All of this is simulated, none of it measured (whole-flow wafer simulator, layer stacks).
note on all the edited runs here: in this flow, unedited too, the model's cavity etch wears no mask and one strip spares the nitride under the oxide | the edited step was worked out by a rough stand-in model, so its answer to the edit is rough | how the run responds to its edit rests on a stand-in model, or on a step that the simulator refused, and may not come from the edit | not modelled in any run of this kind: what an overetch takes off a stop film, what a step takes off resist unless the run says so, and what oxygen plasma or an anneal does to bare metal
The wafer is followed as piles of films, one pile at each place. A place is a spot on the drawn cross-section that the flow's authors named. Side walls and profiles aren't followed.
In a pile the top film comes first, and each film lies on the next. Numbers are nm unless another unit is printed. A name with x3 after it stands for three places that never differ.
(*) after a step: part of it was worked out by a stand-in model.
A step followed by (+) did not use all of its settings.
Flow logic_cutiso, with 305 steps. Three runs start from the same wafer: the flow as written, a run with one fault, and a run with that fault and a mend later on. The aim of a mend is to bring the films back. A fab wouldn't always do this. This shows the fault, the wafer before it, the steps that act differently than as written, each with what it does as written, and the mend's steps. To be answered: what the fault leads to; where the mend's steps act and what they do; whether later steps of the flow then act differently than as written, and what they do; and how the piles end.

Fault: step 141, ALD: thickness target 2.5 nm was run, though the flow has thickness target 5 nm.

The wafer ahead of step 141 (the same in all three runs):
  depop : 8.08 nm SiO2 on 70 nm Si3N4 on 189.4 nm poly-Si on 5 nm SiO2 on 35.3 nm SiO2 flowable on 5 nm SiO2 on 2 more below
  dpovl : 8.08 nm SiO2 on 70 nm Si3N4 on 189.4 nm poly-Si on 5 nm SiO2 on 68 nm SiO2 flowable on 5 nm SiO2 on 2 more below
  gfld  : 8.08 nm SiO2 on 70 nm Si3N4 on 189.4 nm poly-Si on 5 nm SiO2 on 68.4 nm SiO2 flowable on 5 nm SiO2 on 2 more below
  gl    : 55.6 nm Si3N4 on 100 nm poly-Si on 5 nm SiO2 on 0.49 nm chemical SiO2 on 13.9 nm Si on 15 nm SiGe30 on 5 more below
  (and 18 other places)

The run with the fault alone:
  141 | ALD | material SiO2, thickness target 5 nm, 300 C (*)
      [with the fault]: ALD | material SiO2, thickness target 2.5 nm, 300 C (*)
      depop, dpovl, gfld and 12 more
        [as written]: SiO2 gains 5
        [with the fault]: SiO2 gains 2.5
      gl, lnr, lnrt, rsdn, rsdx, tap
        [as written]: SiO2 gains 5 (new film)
        [with the fault]: SiO2 gains 2.5 (new film)
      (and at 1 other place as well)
  Steps later in the flow that act otherwise than as written (24 more steps, not shown, differ only slightly: by at most 2% or 0.5 nm, whichever is larger):
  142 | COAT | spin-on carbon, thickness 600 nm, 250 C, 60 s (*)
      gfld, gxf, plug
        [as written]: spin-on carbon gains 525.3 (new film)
        [with the fault]: spin-on carbon gains 512 (new film)
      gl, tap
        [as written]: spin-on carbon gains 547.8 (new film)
        [with the fault]: spin-on carbon gains 534.5 (new film)
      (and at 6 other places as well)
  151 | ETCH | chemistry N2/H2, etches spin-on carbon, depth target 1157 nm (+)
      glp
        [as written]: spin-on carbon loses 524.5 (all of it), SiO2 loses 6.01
        [with the fault]: spin-on carbon loses 511.1 (all of it), SiO2 loses 5.98 (all of it)
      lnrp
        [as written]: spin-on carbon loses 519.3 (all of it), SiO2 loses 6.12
        [with the fault]: spin-on carbon loses 505.9 (all of it), SiO2 loses 5.98 (all of it), SiOCN loses 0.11
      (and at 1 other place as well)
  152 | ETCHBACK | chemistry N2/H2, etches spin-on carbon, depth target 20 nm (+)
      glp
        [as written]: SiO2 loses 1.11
        [with the fault]: Si3N4 loses 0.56
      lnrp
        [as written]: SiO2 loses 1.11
        [with the fault]: SiOCN loses 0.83
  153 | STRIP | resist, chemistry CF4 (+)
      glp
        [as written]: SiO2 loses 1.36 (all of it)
        [with the fault]: Si3N4 loses 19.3
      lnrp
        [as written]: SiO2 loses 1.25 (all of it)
        [with the fault]: SiOCN loses 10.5
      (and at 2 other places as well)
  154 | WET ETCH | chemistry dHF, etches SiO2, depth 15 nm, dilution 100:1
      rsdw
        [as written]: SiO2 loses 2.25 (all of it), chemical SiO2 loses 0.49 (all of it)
        [with the fault]: chemical SiO2 loses 0.49 (all of it)
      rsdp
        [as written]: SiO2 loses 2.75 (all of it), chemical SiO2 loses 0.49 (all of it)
        [with the fault]: SiO2 loses 0.04 (all of it), chemical SiO2 loses 0.49 (all of it)
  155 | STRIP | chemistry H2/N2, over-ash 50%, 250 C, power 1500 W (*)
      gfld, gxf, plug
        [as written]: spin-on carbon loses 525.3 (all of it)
        [with the fault]: spin-on carbon loses 512 (all of it)
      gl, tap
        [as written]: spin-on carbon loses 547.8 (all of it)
        [with the fault]: spin-on carbon loses 534.5 (all of it)
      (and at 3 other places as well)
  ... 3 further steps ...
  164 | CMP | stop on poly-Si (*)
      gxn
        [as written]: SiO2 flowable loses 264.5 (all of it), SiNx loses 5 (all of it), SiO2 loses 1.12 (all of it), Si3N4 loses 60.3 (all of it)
        [with the fault]: SiO2 flowable loses 256.7 (all of it), SiNx loses 10 (all of it), Si3N4 loses 59.9 (all of it)
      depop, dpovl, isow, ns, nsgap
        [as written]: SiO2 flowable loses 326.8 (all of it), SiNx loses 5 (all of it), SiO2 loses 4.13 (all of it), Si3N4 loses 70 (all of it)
        [with the fault]: SiO2 flowable loses 326.8 (all of it), SiNx loses 5 (all of it), SiO2 loses 1.62 (all of it), Si3N4 loses 70 (all of it)
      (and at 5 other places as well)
  By the end, the piles at iso depart from the flow's by more than 2% or 0.5 nm, whichever is larger.
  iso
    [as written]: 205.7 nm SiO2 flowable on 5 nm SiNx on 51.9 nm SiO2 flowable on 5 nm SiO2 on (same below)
    [with the fault]: 208.5 nm SiO2 flowable on 5 nm SiNx on 49.1 nm SiO2 flowable on 5 nm SiO2 on (same below)

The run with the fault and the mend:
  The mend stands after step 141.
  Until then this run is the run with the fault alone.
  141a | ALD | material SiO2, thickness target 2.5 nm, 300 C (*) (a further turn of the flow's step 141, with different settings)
      depop, dpovl, gfld and 18 more
        SiO2 gains 2.5
      gxn
        SiO2 gains 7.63
  None of the later steps of the flow differs from how it acts as written, at any place that is followed, by more than 2% or 0.5 nm, whichever is larger.
  By the end, the piles equal the flow's at every place that both follow.
